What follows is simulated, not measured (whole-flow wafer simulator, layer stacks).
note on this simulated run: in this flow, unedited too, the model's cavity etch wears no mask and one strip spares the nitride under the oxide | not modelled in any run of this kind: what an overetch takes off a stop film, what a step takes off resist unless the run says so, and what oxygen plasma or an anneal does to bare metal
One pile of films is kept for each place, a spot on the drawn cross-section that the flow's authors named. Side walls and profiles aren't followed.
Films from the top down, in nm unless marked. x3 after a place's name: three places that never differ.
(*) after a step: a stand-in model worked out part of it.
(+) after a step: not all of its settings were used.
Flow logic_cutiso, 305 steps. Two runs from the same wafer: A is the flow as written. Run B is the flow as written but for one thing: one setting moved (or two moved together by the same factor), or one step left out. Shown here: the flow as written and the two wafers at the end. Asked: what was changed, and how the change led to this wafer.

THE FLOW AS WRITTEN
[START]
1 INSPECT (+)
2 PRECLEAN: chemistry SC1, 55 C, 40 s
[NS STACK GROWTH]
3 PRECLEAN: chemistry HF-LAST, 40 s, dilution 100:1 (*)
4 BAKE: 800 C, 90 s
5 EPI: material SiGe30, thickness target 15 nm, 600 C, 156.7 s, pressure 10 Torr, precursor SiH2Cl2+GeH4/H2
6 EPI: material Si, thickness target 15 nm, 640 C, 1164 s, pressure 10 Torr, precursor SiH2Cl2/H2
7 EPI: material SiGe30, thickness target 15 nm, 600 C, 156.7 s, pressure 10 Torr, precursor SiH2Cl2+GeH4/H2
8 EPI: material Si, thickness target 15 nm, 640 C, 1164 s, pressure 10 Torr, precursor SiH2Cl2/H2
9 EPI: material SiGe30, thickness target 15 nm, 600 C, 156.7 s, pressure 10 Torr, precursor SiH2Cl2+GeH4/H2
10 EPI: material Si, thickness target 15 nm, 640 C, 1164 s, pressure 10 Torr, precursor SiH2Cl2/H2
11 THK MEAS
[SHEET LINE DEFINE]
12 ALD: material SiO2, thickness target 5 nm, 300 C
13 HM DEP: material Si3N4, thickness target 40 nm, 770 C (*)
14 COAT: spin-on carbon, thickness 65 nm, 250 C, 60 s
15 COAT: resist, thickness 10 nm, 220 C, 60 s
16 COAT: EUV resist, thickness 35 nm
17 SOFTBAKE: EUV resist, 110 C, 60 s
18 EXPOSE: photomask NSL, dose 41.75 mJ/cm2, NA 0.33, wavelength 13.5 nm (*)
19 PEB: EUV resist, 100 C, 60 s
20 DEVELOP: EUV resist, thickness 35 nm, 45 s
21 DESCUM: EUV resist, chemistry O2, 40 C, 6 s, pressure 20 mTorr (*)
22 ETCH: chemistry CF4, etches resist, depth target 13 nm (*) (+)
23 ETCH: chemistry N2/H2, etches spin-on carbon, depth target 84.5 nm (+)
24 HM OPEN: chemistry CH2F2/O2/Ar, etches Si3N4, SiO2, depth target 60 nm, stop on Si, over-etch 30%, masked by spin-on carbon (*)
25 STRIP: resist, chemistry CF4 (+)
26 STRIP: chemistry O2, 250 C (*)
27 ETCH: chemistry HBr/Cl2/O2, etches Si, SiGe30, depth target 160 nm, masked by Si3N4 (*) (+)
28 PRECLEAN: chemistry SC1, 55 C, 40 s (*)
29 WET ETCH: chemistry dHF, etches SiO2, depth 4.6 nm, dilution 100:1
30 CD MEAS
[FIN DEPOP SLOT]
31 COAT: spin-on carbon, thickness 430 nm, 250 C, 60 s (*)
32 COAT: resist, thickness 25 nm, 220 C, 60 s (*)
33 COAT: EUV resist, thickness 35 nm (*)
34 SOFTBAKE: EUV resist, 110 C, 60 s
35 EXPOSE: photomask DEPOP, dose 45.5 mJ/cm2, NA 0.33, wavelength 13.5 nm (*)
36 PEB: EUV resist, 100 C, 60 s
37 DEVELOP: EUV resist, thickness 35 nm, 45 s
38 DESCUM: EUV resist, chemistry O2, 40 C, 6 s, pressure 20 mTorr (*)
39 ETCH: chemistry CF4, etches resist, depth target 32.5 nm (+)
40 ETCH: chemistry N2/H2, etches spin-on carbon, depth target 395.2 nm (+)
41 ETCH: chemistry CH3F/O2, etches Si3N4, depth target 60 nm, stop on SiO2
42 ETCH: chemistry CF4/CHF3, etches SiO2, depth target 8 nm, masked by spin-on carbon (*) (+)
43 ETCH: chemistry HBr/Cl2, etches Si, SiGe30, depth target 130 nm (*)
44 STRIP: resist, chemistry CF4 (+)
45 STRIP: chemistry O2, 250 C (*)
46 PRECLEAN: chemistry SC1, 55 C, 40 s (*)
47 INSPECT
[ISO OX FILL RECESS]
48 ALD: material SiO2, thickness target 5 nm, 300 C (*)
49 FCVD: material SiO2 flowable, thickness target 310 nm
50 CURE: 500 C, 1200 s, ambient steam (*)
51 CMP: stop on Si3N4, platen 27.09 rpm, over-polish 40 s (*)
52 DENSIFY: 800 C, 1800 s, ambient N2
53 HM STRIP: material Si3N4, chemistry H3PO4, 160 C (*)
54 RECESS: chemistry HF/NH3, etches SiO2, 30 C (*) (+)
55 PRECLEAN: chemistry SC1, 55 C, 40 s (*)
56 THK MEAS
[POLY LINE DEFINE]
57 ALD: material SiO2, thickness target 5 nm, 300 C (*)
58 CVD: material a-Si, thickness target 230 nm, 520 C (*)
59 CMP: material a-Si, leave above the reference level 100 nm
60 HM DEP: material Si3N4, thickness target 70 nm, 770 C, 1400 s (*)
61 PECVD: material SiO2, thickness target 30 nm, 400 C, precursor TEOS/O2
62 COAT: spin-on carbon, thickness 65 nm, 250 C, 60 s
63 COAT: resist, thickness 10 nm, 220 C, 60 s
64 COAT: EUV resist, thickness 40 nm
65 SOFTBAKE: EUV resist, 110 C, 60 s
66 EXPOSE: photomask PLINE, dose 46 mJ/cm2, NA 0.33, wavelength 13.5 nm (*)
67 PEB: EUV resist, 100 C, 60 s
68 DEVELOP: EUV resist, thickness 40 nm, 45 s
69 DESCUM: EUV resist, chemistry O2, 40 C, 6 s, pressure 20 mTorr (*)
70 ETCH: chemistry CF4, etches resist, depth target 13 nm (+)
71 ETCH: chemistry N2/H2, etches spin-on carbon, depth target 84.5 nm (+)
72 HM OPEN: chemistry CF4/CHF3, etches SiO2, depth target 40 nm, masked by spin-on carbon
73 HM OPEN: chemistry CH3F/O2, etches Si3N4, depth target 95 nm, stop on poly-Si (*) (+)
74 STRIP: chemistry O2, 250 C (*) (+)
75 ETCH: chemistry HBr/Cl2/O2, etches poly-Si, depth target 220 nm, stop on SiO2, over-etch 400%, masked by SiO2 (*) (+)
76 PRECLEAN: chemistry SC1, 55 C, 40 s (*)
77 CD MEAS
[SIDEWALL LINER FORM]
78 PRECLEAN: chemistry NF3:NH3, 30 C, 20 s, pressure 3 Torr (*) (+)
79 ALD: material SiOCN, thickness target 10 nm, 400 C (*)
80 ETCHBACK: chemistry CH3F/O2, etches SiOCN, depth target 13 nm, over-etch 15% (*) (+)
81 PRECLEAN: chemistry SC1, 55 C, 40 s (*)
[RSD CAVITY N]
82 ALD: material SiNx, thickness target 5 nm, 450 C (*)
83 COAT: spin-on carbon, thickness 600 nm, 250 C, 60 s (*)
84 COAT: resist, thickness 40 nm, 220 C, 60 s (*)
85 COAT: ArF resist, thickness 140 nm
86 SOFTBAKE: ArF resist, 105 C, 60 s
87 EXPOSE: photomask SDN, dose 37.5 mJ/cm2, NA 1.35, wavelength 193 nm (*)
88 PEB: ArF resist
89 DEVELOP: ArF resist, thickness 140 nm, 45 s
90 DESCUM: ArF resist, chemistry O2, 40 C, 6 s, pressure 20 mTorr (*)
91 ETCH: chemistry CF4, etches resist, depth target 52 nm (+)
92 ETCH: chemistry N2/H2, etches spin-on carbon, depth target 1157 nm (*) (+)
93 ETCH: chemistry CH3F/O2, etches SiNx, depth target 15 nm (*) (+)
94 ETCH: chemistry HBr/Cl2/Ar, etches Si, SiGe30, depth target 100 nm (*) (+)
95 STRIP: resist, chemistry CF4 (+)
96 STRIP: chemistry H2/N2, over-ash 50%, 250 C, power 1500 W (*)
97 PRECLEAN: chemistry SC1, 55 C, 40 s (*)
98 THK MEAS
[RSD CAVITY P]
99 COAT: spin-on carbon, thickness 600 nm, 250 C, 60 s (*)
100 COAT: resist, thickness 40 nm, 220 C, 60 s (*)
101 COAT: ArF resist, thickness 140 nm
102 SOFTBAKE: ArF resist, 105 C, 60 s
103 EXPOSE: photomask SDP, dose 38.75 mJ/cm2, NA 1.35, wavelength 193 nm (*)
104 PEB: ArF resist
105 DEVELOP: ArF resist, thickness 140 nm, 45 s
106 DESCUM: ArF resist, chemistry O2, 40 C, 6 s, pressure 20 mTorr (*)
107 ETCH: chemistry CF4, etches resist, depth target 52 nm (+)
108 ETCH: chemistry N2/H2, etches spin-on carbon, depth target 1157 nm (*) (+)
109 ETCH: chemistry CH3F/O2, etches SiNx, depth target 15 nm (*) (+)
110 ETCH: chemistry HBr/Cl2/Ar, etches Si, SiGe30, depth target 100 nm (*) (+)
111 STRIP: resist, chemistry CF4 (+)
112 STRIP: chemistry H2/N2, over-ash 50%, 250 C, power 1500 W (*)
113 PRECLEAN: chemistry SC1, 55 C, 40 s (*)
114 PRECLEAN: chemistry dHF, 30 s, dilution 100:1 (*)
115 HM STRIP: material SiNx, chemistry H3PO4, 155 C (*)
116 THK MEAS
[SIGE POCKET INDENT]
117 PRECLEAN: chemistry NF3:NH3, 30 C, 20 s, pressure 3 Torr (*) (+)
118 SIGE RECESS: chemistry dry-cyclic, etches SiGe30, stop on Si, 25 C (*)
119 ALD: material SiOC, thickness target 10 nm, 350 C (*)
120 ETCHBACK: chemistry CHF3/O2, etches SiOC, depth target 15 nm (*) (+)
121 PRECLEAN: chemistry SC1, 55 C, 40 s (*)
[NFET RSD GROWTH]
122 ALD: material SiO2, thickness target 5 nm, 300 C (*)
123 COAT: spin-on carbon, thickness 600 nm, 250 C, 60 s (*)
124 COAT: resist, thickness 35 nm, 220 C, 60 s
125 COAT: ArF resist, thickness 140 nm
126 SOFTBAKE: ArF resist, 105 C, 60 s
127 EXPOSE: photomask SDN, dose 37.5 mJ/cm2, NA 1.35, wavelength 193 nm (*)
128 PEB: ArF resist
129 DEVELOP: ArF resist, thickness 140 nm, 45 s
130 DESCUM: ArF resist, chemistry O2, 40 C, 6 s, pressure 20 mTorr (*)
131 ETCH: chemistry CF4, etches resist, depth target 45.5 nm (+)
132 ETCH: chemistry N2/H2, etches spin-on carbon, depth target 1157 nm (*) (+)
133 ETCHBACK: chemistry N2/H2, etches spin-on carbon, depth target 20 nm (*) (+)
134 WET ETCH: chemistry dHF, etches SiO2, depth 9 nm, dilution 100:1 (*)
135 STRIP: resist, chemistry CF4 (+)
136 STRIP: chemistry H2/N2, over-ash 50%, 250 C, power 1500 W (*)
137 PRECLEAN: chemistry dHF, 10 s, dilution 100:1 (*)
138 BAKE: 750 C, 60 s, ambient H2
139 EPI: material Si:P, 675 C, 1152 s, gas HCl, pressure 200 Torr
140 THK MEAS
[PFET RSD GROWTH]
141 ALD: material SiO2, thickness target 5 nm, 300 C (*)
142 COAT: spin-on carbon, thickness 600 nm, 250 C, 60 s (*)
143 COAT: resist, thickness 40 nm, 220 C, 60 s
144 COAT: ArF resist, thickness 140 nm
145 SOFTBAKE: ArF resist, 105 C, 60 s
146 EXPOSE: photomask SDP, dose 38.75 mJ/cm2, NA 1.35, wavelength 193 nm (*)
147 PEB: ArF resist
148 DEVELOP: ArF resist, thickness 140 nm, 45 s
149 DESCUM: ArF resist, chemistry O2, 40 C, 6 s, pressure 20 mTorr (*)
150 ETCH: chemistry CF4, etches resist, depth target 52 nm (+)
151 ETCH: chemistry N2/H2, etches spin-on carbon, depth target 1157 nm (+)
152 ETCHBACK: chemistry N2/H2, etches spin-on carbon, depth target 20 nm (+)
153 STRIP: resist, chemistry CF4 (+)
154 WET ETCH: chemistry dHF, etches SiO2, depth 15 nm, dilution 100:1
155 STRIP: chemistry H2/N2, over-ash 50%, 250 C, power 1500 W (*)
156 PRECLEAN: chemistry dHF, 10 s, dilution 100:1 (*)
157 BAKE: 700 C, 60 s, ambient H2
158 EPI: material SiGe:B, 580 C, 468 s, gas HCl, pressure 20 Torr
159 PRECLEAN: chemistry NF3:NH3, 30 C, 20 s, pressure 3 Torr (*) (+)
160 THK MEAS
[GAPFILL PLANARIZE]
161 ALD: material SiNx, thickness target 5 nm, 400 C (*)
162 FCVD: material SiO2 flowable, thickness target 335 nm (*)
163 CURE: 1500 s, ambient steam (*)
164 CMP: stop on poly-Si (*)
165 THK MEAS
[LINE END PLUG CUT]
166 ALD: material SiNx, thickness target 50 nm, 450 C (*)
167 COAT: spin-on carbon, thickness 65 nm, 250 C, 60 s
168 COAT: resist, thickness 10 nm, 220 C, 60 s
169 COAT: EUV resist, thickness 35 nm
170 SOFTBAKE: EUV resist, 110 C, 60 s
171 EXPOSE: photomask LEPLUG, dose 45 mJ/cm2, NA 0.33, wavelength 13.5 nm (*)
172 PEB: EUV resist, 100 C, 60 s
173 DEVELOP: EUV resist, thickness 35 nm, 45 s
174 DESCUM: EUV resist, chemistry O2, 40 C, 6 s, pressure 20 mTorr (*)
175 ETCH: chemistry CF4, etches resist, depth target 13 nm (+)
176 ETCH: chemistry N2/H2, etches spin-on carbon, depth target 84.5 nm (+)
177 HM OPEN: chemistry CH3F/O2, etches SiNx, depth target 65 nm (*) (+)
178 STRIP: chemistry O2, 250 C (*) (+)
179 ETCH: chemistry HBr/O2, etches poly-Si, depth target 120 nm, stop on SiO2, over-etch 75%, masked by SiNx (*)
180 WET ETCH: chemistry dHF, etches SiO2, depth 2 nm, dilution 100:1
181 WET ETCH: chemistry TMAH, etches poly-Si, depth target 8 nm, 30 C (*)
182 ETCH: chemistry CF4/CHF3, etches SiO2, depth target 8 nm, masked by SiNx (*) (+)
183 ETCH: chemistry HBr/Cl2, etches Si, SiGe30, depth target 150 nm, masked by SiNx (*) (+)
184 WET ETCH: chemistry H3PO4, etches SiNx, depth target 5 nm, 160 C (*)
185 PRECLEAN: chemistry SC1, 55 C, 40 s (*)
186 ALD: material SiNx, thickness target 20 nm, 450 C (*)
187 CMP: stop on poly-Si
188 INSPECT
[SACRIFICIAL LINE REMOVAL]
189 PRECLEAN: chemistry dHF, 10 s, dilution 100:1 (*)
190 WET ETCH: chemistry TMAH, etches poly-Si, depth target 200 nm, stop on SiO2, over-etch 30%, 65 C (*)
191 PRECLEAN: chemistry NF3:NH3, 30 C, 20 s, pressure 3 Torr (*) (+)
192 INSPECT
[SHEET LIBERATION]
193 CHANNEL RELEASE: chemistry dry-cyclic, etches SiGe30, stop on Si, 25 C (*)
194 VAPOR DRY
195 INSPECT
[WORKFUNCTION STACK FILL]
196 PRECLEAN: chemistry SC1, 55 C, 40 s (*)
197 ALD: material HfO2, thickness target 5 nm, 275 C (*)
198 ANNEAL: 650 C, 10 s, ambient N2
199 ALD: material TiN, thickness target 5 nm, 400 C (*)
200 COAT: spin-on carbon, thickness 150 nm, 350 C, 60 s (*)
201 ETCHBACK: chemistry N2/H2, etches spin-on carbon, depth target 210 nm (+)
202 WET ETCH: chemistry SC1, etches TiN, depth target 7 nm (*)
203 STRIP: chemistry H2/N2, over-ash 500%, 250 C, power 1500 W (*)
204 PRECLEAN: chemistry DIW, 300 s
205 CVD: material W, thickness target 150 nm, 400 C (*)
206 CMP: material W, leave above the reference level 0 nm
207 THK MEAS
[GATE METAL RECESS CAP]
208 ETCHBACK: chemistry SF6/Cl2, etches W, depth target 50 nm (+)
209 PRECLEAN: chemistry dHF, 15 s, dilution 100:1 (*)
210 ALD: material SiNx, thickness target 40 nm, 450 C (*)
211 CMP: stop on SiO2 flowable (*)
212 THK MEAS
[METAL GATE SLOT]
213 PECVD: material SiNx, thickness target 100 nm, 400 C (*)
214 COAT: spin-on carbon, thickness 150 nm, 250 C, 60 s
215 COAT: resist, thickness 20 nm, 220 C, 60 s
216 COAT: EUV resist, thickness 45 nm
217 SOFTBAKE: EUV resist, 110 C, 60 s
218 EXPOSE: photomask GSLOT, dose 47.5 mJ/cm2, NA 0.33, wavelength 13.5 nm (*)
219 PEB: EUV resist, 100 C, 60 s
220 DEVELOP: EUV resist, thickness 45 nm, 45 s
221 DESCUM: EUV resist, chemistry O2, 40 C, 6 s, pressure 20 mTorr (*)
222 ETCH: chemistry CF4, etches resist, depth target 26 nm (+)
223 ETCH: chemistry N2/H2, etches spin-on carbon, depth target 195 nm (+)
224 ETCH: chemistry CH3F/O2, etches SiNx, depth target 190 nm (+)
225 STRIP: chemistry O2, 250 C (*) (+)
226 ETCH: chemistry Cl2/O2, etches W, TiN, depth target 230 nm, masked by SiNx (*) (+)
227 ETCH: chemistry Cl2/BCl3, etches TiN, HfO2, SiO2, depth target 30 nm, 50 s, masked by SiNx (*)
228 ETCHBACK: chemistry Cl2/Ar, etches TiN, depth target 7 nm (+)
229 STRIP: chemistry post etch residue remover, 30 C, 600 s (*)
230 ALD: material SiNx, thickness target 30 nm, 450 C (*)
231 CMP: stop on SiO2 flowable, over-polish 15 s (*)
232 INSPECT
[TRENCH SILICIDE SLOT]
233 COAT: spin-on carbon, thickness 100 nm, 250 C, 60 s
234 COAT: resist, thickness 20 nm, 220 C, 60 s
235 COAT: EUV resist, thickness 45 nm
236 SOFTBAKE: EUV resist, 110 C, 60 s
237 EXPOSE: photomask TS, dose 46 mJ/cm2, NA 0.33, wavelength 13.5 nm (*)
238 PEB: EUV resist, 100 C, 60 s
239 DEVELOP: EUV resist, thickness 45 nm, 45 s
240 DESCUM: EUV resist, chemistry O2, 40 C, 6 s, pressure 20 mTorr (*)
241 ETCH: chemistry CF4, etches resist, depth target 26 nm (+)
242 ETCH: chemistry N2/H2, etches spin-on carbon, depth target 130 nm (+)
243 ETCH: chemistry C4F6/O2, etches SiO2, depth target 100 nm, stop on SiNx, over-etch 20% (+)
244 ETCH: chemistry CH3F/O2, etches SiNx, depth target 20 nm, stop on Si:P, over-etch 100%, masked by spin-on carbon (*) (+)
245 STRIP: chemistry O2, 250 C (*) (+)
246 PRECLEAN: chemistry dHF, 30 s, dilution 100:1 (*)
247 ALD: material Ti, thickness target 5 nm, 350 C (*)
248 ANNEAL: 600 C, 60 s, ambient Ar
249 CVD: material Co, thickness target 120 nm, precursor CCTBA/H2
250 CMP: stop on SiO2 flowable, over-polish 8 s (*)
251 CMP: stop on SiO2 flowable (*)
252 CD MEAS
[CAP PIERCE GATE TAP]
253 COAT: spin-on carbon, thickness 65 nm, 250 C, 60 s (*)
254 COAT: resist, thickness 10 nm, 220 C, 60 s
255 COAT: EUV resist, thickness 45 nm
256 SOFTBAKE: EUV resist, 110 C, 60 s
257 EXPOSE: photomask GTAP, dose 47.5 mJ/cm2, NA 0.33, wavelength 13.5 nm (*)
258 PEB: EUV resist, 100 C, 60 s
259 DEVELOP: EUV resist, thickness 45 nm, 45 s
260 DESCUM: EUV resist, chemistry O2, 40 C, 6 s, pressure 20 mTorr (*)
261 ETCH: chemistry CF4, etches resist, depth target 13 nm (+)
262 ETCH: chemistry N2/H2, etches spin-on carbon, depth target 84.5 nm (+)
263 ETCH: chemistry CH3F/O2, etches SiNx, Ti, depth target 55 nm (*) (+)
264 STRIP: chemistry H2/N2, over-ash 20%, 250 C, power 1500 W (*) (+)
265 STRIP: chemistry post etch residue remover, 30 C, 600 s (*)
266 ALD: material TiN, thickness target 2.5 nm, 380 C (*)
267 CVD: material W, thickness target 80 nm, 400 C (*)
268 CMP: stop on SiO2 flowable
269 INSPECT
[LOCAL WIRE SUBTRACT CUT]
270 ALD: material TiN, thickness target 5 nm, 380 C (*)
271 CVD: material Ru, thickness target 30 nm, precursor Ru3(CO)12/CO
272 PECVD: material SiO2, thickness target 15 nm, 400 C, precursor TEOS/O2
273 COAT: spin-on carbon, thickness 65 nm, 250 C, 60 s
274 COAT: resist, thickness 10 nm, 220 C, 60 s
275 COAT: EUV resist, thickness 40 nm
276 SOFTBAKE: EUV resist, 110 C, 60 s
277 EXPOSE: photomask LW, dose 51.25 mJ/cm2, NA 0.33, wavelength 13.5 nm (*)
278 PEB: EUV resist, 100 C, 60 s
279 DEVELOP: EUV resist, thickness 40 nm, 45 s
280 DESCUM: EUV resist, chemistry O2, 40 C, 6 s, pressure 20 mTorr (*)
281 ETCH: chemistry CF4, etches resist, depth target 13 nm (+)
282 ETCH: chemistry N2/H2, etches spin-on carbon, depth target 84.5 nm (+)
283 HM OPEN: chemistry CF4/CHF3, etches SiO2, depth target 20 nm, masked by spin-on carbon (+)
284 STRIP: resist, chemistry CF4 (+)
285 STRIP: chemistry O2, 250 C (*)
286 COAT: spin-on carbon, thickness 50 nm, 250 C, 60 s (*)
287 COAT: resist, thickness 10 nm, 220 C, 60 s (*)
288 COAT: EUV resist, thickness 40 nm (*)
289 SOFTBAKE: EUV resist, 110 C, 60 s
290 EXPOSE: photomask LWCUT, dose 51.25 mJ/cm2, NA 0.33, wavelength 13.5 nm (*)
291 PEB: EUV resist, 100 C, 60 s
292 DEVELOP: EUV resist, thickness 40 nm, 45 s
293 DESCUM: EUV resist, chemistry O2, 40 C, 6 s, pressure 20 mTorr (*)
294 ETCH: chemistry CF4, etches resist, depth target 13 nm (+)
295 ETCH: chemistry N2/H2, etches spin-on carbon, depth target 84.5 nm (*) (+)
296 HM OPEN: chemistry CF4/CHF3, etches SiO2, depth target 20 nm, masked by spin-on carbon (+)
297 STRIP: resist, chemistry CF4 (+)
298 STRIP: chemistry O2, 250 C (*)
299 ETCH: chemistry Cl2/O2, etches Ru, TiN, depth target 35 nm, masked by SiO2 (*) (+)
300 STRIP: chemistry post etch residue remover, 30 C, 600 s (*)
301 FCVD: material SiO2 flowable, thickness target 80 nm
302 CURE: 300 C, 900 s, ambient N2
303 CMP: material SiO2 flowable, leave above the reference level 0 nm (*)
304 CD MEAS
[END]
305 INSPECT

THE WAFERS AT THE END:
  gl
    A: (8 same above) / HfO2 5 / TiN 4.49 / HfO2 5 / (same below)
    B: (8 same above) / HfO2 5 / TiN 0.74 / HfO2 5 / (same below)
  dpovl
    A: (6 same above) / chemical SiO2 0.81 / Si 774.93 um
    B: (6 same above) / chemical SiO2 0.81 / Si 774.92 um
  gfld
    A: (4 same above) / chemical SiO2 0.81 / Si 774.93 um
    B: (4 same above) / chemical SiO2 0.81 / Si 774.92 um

The cause: step 9, EPI: 117.5 s was run, where the flow has 156.7 s.

How the change led to this, step by step:
  9 EPI: material SiGe30, thickness target 15 nm, 600 C, 156.7 s, pressure 10 Torr, precursor SiH2Cl2+GeH4/H2
      depop, dpovl, gfld and 19 more: A SiGe30 +15 (new film) | B SiGe30 +11.3 (new film)
  27 ETCH: chemistry HBr/Cl2/O2, etches Si, SiGe30, depth target 160 nm, masked by Si3N4 (*) (+)
      gfld, gxf, iso, lnri: A chemical SiO2 -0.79 (all of it), Si -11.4 (all of it), SiGe30 -15 (all of it), Si -15 (all of it), SiGe30 -15 (all of it), Si -15 (all of it), SiGe30 -15 (all of it), Si -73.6 | B chemical SiO2 -0.79 (all of it), Si -11.4 (all of it), SiGe30 -11.3 (all of it), Si -15 (all of it), SiGe30 -15 (all of it), Si -15 (all of it), SiGe30 -15 (all of it), Si -77.4
      dpovl, nsgap: A chemical SiO2 -0.79 (all of it), Si -11.8 (all of it), SiGe30 -15 (all of it), Si -15 (all of it), SiGe30 -15 (all of it), Si -15 (all of it), SiGe30 -15 (all of it), Si -73.2 | B chemical SiO2 -0.79 (all of it), Si -11.8 (all of it), SiGe30 -11.3 (all of it), Si -15 (all of it), SiGe30 -15 (all of it), Si -15 (all of it), SiGe30 -15 (all of it), Si -77
      (and at 1 more place)
  43 ETCH: chemistry HBr/Cl2, etches Si, SiGe30, depth target 130 nm (*)
      depop: A Si -14 (all of it), SiGe30 -15 (all of it), Si -15 (all of it), SiGe30 -15 (all of it), Si -15 (all of it), SiGe30 -15 (all of it), Si -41 | B Si -14 (all of it), SiGe30 -11.3 (all of it), Si -15 (all of it), SiGe30 -15 (all of it), Si -15 (all of it), SiGe30 -15 (all of it), Si -44.7
  94 ETCH: chemistry HBr/Cl2/Ar, etches Si, SiGe30, depth target 100 nm (*) (+)
      rsdn, rsdx: A chemical SiO2 -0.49 (all of it), Si -12.8 (all of it), SiGe30 -15 (all of it), Si -15 (all of it), SiGe30 -15 (all of it), Si -15 (all of it), SiGe30 -15 (all of it), Si -12.2 | B chemical SiO2 -0.49 (all of it), Si -12.8 (all of it), SiGe30 -11.3 (all of it), Si -15 (all of it), SiGe30 -15 (all of it), Si -15 (all of it), SiGe30 -15 (all of it), Si -15.9
  110 ETCH: chemistry HBr/Cl2/Ar, etches Si, SiGe30, depth target 100 nm (*) (+)
      rsdp, rsdw: A chemical SiO2 -0.49 (all of it), Si -12.8 (all of it), SiGe30 -15 (all of it), Si -15 (all of it), SiGe30 -15 (all of it), Si -15 (all of it), SiGe30 -15 (all of it), Si -12.2 | B chemical SiO2 -0.49 (all of it), Si -12.8 (all of it), SiGe30 -11.3 (all of it), Si -15 (all of it), SiGe30 -15 (all of it), Si -15 (all of it), SiGe30 -15 (all of it), Si -15.9
  118 SIGE RECESS: chemistry dry-cyclic, etches SiGe30, stop on Si, 25 C (*)
      lnr, lnrp, lnrt: A SiOCN -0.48, Si -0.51, cavity +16 (new film), SiGe30 -15 (all of it), Si -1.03, cavity +16 (new film), SiGe30 -15 (all of it), Si -1.03, cavity +16 (new film), SiGe30 -15 (all of it), Si -0.51 | B SiOCN -0.48, Si -0.51, cavity +12.3 (new film), SiGe30 -11.3 (all of it), Si -1.03, cavity +16 (new film), SiGe30 -15 (all of it), Si -1.03, cavity +16 (new film), SiGe30 -15 (all of it), Si -0.51
  119 ALD: material SiOC, thickness target 10 nm, 350 C (*)
      lnr, lnrp, lnrt: A SiOC +10 (new film), SiOC +16 (new film), cavity -16 (all of it), SiOC +16 (new film), cavity -16 (all of it), SiOC +16 (new film), cavity -16 (all of it) | B SiOC +10 (new film), SiOC +12.3 (new film), cavity -12.3 (all of it), SiOC +16 (new film), cavity -16 (all of it), SiOC +16 (new film), cavity -16 (all of it)
  183 ETCH: chemistry HBr/Cl2, etches Si, SiGe30, depth target 150 nm, masked by SiNx (*) (+)
      plug: A Si -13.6 (all of it), SiGe30 -15 (all of it), Si -15 (all of it), SiGe30 -15 (all of it), Si -15 (all of it), SiGe30 -15 (all of it), Si -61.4 | B Si -13.6 (all of it), SiGe30 -11.3 (all of it), Si -15 (all of it), SiGe30 -15 (all of it), Si -15 (all of it), SiGe30 -15 (all of it), Si -65.2
  193 CHANNEL RELEASE: chemistry dry-cyclic, etches SiGe30, stop on Si, 25 C (*)
      gl, glp, gxn, gxp, ns, tap: A chemical SiO2 +0.8 (new film), Si -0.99, chemical SiO2 +0.8 (new film), cavity +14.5 (new film), chemical SiO2 +0.8 (new film), SiGe30 -15 (all of it), Si -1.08, chemical SiO2 +0.8 (new film), cavity +14.5 (new film), chemical SiO2 +0.8 (new film), SiGe30 -15 (all of it), Si -1.08, chemical SiO2 +0.8 (new film), cavity +14.5 (new film), chemical SiO2 +0.8 (new film), SiGe30 -15 (all of it), Si -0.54 | B chemical SiO2 +0.8 (new film), Si -0.99, chemical SiO2 +0.8 (new film), cavity +10.7 (new film), chemical SiO2 +0.8 (new film), SiGe30 -11.3 (all of it), Si -1.08, chemical SiO2 +0.8 (new film), cavity +14.5 (new film), chemical SiO2 +0.8 (new film), SiGe30 -15 (all of it), Si -1.08, chemical SiO2 +0.8 (new film), cavity +14.5 (new film), chemical SiO2 +0.8 (new film), SiGe30 -15 (all of it), Si -0.54
  199 ALD: material TiN, thickness target 5 nm, 400 C (*)
      gl, glp, tap: A TiN +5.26 (new film), TiN +4.49 (new film), cavity -4.49 (all of it), TiN +4.49 (new film), cavity -4.49 (all of it), TiN +4.49 (new film), cavity -4.49 (all of it) | B TiN +5.26 (new film), TiN +0.74 (new film), cavity -0.74 (all of it), TiN +4.49 (new film), cavity -4.49 (all of it), TiN +4.49 (new film), cavity -4.49 (all of it)
      gxn, gxp, ns: A TiN +5 (new film), TiN +4.49 (new film), cavity -4.49 (all of it), TiN +4.49 (new film), cavity -4.49 (all of it), TiN +4.49 (new film), cavity -4.49 (all of it) | B TiN +5 (new film), TiN +0.74 (new film), cavity -0.74 (all of it), TiN +4.49 (new film), cavity -4.49 (all of it), TiN +4.49 (new film), cavity -4.49 (all of it)
